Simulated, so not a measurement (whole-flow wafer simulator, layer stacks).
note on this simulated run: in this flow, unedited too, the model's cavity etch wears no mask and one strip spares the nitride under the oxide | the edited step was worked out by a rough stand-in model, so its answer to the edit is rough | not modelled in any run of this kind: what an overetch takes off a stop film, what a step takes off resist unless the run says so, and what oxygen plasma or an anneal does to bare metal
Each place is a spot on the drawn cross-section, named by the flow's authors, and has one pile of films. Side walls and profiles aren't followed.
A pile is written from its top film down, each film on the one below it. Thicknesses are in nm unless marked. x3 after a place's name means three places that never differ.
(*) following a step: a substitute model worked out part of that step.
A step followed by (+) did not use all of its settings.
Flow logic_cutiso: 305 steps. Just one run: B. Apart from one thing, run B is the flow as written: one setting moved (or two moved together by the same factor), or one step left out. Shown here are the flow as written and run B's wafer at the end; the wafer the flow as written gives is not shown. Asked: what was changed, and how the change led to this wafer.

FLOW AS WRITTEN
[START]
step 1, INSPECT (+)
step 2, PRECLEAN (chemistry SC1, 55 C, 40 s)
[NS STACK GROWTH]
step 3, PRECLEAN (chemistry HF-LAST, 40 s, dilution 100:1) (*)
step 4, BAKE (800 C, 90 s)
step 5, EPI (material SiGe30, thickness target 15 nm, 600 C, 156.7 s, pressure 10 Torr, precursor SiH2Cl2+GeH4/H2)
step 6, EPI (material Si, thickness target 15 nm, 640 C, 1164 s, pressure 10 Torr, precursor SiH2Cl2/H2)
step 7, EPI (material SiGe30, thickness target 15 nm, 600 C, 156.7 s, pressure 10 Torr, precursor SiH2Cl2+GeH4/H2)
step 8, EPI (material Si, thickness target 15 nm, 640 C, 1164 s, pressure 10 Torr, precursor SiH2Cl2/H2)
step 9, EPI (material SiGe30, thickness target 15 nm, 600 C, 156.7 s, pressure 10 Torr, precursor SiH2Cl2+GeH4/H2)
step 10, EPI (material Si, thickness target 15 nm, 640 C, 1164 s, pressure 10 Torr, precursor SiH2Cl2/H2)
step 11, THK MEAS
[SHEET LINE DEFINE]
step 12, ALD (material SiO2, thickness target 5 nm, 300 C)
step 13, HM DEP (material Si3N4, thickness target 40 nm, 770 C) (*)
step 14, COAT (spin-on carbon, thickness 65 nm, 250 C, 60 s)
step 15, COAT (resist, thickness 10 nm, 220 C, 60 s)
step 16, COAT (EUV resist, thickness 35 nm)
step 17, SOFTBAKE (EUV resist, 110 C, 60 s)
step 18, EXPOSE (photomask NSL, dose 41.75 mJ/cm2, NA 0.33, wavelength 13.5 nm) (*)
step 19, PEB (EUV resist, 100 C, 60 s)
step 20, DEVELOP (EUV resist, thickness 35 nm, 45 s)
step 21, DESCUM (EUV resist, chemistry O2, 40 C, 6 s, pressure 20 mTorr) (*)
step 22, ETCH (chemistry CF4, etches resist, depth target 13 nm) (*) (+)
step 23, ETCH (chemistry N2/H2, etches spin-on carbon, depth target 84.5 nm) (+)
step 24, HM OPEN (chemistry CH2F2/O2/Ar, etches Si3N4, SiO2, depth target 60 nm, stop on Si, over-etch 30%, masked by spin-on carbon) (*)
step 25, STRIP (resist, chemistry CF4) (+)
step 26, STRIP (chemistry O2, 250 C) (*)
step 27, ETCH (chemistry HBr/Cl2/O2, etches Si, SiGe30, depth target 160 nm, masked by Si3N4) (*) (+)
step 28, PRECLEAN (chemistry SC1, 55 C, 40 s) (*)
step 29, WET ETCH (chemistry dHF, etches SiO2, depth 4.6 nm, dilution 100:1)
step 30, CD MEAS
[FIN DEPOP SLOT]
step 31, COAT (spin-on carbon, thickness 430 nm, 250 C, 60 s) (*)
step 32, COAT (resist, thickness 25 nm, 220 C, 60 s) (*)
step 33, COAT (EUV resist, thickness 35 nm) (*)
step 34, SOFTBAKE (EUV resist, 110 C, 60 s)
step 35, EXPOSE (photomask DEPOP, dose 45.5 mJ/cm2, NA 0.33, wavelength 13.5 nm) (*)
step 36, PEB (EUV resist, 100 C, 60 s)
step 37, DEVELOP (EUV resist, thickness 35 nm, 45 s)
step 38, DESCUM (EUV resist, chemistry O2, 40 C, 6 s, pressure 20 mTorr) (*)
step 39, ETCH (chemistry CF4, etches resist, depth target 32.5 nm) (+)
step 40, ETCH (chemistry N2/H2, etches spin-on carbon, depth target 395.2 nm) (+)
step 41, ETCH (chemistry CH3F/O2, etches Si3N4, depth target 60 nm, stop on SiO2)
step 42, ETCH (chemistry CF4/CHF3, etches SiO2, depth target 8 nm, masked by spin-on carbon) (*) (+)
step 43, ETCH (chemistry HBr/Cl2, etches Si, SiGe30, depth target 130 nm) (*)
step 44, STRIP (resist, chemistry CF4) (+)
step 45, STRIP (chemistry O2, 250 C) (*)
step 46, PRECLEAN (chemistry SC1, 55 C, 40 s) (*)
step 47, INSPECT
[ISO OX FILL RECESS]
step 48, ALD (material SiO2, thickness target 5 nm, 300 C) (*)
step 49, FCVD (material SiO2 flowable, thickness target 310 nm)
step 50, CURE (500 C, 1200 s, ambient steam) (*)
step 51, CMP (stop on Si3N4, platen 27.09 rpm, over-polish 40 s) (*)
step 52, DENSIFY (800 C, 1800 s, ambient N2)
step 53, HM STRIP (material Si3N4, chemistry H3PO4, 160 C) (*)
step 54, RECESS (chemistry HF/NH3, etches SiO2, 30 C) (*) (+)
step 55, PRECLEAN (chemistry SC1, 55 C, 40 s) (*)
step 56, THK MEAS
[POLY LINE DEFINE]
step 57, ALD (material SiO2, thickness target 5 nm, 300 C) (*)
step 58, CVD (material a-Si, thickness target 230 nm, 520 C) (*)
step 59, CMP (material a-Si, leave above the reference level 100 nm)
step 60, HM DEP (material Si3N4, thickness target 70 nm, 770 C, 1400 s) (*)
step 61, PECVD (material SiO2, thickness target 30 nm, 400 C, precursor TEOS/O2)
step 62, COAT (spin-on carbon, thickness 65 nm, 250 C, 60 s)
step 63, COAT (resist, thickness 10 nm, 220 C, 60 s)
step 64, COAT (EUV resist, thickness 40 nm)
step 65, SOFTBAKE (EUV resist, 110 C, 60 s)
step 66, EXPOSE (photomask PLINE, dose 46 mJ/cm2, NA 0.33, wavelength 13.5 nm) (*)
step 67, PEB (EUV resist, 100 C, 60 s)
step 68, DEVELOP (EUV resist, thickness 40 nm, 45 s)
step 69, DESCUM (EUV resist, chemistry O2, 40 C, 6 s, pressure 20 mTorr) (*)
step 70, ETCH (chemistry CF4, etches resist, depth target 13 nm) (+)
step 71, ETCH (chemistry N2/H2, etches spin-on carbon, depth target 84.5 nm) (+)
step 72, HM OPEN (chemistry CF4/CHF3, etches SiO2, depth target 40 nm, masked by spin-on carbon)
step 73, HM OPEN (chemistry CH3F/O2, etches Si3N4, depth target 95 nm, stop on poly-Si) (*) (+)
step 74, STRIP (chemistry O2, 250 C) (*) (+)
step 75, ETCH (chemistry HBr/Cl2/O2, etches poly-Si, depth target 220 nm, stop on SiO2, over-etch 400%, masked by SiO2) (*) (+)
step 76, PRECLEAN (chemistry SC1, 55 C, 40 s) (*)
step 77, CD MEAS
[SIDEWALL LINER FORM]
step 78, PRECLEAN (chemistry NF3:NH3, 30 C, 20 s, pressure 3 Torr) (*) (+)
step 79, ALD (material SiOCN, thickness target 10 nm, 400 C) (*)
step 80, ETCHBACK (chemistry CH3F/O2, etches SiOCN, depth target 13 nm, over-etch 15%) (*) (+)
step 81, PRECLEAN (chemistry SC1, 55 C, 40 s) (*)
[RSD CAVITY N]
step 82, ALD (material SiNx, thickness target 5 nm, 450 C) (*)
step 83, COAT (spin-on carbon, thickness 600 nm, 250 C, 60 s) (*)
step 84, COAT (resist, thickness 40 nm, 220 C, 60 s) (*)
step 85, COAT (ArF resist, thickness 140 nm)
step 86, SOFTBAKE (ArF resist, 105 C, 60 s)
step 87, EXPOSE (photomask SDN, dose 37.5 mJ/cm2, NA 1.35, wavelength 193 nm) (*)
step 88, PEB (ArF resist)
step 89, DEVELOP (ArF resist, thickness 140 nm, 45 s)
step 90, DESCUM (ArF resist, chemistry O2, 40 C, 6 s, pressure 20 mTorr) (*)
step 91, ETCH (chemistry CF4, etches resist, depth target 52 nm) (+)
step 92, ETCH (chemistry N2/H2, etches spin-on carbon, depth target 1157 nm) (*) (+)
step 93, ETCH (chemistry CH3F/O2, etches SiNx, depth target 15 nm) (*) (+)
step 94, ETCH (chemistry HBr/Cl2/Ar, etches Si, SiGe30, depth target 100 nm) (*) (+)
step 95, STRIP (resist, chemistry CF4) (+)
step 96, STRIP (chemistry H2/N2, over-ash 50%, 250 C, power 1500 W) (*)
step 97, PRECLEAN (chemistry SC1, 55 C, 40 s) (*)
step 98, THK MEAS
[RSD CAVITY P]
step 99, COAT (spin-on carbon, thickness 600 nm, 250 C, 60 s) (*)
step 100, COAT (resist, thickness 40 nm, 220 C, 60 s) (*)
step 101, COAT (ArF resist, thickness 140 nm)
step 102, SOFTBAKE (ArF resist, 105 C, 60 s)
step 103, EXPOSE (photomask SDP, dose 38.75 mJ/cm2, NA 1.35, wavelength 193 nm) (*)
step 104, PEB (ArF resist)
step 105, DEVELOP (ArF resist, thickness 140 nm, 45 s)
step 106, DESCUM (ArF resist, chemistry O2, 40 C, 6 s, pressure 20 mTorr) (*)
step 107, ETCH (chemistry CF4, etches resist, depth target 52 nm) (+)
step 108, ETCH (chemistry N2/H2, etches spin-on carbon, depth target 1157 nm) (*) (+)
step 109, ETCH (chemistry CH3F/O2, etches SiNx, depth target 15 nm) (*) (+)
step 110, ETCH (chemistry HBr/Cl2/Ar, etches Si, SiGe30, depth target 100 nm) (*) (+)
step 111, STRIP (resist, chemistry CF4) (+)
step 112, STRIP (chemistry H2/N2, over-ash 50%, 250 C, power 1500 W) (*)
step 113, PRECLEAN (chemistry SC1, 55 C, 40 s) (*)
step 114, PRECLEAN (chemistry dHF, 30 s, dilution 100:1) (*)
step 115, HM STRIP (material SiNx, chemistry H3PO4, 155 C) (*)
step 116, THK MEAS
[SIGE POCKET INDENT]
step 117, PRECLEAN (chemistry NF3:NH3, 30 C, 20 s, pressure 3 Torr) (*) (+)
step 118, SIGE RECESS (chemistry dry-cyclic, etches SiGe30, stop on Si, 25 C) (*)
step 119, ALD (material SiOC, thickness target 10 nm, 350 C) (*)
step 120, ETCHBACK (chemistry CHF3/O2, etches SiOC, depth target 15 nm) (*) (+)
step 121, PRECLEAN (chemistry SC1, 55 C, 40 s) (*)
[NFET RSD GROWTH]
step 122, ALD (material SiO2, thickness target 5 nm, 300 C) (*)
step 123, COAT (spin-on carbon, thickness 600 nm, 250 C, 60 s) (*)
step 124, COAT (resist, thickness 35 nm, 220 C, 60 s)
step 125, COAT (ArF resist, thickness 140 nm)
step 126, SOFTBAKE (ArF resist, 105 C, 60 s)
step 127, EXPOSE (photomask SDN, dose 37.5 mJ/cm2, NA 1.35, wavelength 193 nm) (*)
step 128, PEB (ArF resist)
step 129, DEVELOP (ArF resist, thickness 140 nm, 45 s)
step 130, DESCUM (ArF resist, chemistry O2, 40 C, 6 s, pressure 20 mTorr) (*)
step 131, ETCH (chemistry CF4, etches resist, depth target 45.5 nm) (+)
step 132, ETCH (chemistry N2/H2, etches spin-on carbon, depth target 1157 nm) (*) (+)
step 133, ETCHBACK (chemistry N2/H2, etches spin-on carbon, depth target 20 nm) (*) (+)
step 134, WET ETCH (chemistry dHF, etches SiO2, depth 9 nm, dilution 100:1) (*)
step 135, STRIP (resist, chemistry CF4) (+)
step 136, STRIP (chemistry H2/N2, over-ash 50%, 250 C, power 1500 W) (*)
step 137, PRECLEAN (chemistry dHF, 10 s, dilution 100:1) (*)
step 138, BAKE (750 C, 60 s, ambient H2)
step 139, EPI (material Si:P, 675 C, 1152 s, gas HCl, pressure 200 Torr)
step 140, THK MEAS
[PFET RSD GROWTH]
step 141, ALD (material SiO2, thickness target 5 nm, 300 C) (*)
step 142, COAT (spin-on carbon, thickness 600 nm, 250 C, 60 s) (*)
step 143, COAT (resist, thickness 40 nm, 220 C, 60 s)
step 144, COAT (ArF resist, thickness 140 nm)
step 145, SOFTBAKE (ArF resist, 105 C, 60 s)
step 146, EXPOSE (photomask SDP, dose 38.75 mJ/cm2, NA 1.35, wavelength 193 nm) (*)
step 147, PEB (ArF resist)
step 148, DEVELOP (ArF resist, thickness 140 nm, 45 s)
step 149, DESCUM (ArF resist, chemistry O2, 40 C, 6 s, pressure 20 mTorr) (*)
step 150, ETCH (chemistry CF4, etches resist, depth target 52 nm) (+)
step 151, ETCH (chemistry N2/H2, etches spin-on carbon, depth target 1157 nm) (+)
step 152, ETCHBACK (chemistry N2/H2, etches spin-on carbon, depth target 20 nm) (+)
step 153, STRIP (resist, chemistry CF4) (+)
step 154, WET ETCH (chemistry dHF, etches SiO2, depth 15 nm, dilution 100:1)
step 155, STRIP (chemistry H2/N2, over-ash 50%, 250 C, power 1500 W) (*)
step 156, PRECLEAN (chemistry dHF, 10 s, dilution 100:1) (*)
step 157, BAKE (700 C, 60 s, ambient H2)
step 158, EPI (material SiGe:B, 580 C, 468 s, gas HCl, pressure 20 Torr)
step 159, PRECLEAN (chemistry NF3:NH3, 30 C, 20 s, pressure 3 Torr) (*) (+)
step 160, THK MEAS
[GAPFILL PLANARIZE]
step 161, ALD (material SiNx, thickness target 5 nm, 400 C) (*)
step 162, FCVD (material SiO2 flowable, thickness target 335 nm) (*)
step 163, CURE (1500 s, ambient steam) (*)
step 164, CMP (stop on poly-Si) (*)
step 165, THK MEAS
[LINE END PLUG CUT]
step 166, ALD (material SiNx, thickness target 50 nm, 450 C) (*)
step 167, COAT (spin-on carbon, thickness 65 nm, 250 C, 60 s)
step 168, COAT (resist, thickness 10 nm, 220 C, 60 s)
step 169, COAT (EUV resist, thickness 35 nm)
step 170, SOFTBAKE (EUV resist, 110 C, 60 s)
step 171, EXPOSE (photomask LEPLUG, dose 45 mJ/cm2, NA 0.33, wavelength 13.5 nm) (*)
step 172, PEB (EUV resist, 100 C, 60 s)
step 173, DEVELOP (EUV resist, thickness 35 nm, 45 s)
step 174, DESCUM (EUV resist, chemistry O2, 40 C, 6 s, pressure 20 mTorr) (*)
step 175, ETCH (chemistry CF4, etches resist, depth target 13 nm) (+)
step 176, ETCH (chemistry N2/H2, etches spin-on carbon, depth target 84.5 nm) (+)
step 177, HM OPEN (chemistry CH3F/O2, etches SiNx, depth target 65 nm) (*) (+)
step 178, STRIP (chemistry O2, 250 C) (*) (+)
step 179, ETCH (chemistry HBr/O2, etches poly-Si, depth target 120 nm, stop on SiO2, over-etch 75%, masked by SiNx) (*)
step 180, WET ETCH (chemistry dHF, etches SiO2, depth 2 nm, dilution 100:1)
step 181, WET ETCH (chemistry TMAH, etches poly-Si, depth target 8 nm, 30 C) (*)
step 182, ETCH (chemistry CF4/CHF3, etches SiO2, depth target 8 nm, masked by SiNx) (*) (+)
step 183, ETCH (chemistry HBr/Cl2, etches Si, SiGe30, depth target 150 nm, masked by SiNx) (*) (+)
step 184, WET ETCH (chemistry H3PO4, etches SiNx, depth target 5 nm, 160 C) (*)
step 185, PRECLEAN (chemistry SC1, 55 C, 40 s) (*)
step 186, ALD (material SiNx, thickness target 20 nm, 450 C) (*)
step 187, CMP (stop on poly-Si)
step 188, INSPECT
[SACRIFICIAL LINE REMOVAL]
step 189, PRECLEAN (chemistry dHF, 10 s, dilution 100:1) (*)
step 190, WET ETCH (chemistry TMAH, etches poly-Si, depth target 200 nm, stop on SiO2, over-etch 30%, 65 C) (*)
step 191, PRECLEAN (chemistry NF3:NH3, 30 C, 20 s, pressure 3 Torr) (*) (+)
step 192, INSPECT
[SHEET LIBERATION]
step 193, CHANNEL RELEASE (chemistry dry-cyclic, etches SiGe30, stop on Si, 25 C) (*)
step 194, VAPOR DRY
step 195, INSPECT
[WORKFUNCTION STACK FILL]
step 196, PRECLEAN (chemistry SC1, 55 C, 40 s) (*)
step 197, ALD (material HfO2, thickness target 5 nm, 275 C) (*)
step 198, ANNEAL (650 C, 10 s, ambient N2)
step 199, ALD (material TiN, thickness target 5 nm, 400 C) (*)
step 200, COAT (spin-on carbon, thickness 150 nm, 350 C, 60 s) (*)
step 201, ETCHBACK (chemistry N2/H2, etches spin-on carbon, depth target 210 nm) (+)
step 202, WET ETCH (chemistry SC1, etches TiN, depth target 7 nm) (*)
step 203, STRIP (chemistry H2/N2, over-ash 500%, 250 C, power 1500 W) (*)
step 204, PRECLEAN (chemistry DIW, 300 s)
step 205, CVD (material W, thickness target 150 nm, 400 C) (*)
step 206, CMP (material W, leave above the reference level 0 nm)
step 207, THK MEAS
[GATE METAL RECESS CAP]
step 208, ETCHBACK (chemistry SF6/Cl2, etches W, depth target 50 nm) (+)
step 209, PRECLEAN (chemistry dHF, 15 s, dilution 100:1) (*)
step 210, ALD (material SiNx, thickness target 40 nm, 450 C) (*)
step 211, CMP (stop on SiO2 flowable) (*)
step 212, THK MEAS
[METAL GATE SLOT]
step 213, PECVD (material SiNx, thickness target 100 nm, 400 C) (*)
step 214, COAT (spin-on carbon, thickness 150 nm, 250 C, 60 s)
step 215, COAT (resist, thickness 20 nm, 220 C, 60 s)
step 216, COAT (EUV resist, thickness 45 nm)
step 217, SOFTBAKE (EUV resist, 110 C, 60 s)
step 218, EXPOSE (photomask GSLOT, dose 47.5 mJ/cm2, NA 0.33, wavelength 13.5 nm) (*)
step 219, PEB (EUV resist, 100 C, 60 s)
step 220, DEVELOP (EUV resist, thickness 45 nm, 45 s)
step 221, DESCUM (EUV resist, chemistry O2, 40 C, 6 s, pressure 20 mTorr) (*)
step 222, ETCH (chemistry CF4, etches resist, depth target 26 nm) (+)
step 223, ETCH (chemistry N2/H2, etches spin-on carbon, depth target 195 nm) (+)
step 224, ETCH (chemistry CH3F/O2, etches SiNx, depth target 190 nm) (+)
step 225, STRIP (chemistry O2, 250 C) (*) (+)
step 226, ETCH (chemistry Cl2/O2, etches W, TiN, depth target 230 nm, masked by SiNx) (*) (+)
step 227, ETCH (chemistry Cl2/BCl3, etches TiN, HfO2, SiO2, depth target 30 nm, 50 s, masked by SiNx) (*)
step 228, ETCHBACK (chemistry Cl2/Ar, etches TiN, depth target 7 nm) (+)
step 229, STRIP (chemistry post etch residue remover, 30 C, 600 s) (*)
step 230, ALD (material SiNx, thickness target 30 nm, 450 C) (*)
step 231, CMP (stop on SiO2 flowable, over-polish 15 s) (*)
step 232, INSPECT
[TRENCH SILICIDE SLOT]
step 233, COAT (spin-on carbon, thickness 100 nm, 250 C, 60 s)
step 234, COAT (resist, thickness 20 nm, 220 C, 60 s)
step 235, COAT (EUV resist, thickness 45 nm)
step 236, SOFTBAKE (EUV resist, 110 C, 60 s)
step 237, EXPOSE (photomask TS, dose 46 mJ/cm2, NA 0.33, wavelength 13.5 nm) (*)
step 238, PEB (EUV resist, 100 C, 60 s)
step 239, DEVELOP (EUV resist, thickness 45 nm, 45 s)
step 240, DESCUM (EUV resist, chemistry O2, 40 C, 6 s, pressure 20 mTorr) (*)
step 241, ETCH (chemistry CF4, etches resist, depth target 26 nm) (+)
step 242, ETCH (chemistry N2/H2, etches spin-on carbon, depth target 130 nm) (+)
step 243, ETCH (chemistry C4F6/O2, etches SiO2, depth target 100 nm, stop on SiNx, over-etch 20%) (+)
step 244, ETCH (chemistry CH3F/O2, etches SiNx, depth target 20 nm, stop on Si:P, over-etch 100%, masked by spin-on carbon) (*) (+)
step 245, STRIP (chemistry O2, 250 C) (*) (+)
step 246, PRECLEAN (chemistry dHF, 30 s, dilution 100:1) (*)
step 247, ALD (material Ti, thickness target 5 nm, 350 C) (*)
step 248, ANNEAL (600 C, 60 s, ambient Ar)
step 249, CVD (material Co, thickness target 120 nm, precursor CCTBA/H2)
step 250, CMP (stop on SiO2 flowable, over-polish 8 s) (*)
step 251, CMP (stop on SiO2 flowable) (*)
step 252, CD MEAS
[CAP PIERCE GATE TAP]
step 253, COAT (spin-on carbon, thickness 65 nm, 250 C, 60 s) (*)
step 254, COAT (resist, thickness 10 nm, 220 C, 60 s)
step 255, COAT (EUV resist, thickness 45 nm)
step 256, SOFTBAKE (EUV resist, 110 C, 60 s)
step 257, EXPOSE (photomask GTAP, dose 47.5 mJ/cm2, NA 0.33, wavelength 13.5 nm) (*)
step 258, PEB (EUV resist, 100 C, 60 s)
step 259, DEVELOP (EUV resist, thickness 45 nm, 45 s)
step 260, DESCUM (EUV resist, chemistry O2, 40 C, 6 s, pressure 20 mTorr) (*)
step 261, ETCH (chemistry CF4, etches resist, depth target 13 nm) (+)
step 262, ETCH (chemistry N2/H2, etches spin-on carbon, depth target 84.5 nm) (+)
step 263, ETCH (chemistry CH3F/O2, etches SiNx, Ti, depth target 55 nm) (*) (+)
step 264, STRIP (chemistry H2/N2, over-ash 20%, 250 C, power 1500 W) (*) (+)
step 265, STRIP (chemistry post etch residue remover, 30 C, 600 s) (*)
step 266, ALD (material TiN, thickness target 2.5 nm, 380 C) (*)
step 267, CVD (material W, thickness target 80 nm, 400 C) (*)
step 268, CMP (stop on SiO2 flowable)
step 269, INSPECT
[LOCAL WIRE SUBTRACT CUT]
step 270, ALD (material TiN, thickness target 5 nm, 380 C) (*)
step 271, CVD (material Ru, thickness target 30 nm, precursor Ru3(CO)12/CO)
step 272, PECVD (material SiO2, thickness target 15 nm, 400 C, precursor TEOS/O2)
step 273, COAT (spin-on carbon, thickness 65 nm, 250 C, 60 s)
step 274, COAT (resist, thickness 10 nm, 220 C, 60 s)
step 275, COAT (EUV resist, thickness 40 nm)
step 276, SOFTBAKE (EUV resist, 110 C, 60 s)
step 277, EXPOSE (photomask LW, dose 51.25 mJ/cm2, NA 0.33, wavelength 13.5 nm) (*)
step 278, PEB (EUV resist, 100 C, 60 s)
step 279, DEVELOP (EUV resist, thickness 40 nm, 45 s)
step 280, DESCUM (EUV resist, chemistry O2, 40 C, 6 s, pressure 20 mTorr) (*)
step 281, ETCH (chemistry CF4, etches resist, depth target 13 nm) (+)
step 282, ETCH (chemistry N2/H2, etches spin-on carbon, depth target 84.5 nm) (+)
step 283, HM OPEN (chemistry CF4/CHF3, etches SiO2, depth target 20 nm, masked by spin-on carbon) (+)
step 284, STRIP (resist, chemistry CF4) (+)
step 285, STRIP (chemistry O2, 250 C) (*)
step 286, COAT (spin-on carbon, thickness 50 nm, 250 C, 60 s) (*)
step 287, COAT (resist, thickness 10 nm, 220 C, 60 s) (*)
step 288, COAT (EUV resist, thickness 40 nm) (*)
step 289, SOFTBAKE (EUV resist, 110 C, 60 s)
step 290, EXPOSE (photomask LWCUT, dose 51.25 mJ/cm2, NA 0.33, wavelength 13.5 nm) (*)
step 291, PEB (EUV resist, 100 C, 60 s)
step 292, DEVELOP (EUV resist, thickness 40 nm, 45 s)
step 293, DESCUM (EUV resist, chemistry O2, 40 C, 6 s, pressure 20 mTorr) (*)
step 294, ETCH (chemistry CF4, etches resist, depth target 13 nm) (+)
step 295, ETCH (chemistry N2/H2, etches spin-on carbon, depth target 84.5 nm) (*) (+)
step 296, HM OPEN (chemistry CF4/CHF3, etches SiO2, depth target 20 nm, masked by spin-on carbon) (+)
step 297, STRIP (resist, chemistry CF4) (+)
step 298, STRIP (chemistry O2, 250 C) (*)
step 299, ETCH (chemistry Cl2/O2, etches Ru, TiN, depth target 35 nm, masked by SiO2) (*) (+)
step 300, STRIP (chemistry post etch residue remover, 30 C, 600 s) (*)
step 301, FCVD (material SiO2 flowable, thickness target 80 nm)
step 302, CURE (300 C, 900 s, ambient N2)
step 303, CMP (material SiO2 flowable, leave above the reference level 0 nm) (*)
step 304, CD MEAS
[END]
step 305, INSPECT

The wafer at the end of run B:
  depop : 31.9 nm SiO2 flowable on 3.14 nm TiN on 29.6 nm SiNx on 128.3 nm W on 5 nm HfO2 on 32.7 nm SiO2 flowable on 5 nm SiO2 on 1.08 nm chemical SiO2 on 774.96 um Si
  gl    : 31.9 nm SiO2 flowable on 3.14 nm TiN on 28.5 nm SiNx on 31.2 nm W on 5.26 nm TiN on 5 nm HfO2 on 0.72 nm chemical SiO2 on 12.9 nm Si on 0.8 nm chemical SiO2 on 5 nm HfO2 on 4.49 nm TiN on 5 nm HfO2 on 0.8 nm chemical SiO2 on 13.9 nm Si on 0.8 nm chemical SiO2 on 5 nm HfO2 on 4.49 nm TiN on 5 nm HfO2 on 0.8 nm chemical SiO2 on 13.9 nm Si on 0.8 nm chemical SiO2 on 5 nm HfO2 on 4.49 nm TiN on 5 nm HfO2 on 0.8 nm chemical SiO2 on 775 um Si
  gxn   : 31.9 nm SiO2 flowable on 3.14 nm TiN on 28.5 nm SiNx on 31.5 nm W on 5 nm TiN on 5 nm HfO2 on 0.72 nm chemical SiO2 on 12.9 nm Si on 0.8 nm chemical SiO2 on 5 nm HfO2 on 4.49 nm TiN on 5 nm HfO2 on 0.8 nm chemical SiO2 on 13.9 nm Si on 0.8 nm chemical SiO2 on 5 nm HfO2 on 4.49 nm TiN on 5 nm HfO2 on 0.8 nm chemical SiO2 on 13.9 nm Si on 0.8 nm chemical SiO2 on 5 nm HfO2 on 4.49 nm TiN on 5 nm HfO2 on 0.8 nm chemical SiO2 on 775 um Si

What caused this: step 299, ETCH: depth target 31.5 nm was run, though the flow has depth target 35 nm.

How this came from the change, step by step:
  step 299, ETCH (chemistry Cl2/O2, etches Ru, TiN, depth target 35 nm, masked by SiO2) (*) (+)
      depop, dpovl, gfld and 14 more: -29.6 Ru (all of it), -1.86 TiN (it would be, as written: -29.6 Ru (all of it), -5 TiN (all of it))
      rsdw: -29.6 Ru (all of it), -1.85 TiN (it would be, as written: -29.6 Ru (all of it), -5 TiN (all of it))
  step 301, FCVD (material SiO2 flowable, thickness target 80 nm)
      iso, rsdx: +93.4 SiO2 flowable (new film) (it would be, as written: +94.2 SiO2 flowable)
      lnrt, rsdn, rsdp, tap: +47.6 SiO2 flowable (new film) (it would be, as written: +45.3 SiO2 flowable (new film))
  step 303, CMP (material SiO2 flowable, leave above the reference level 0 nm) (*)
      gfld, gl, glp and 10 more: -61.5 SiO2 flowable (it would be, as written: -59.2 SiO2 flowable)
      depop, dpovl, isow, ns, nsgap: -48.1 SiO2 flowable (it would be, as written: -44.7 SiO2 flowable)
      (and at 4 other places as well)
If metal films that touch count as one body, depop has 2 bodies (between them, from the top down: SiNx 29.6); the flow as written gives 1 body.
If metal films that touch count as one body, gl has 5 bodies (between them, from the top down: SiNx 28.5; HfO2 5 / chemical SiO2 0.72 / Si 12.9 / chemical SiO2 0.8 / HfO2 5; HfO2 5 / chemical SiO2 0.8 / Si 13.9 / chemical SiO2 0.8 / HfO2 5; HfO2 5 / chemical SiO2 0.8 / Si 13.9 / chemical SiO2 0.8 / HfO2 5); the flow as written gives 4 bodies (between them, from the top down: HfO2 5 / chemical SiO2 0.72 / Si 12.9 / chemical SiO2 0.8 / HfO2 5; HfO2 5 / chemical SiO2 0.8 / Si 13.9 / chemical SiO2 0.8 / HfO2 5; HfO2 5 / chemical SiO2 0.8 / Si 13.9 / chemical SiO2 0.8 / HfO2 5).
If metal films that touch count as one body, gxn has 5 bodies (between them, from the top down: SiNx 28.5; HfO2 5 / chemical SiO2 0.72 / Si 12.9 / chemical SiO2 0.8 / HfO2 5; HfO2 5 / chemical SiO2 0.8 / Si 13.9 / chemical SiO2 0.8 / HfO2 5; HfO2 5 / chemical SiO2 0.8 / Si 13.9 / chemical SiO2 0.8 / HfO2 5); the flow as written gives 4 bodies (between them, from the top down: HfO2 5 / chemical SiO2 0.72 / Si 12.9 / chemical SiO2 0.8 / HfO2 5; HfO2 5 / chemical SiO2 0.8 / Si 13.9 / chemical SiO2 0.8 / HfO2 5; HfO2 5 / chemical SiO2 0.8 / Si 13.9 / chemical SiO2 0.8 / HfO2 5).
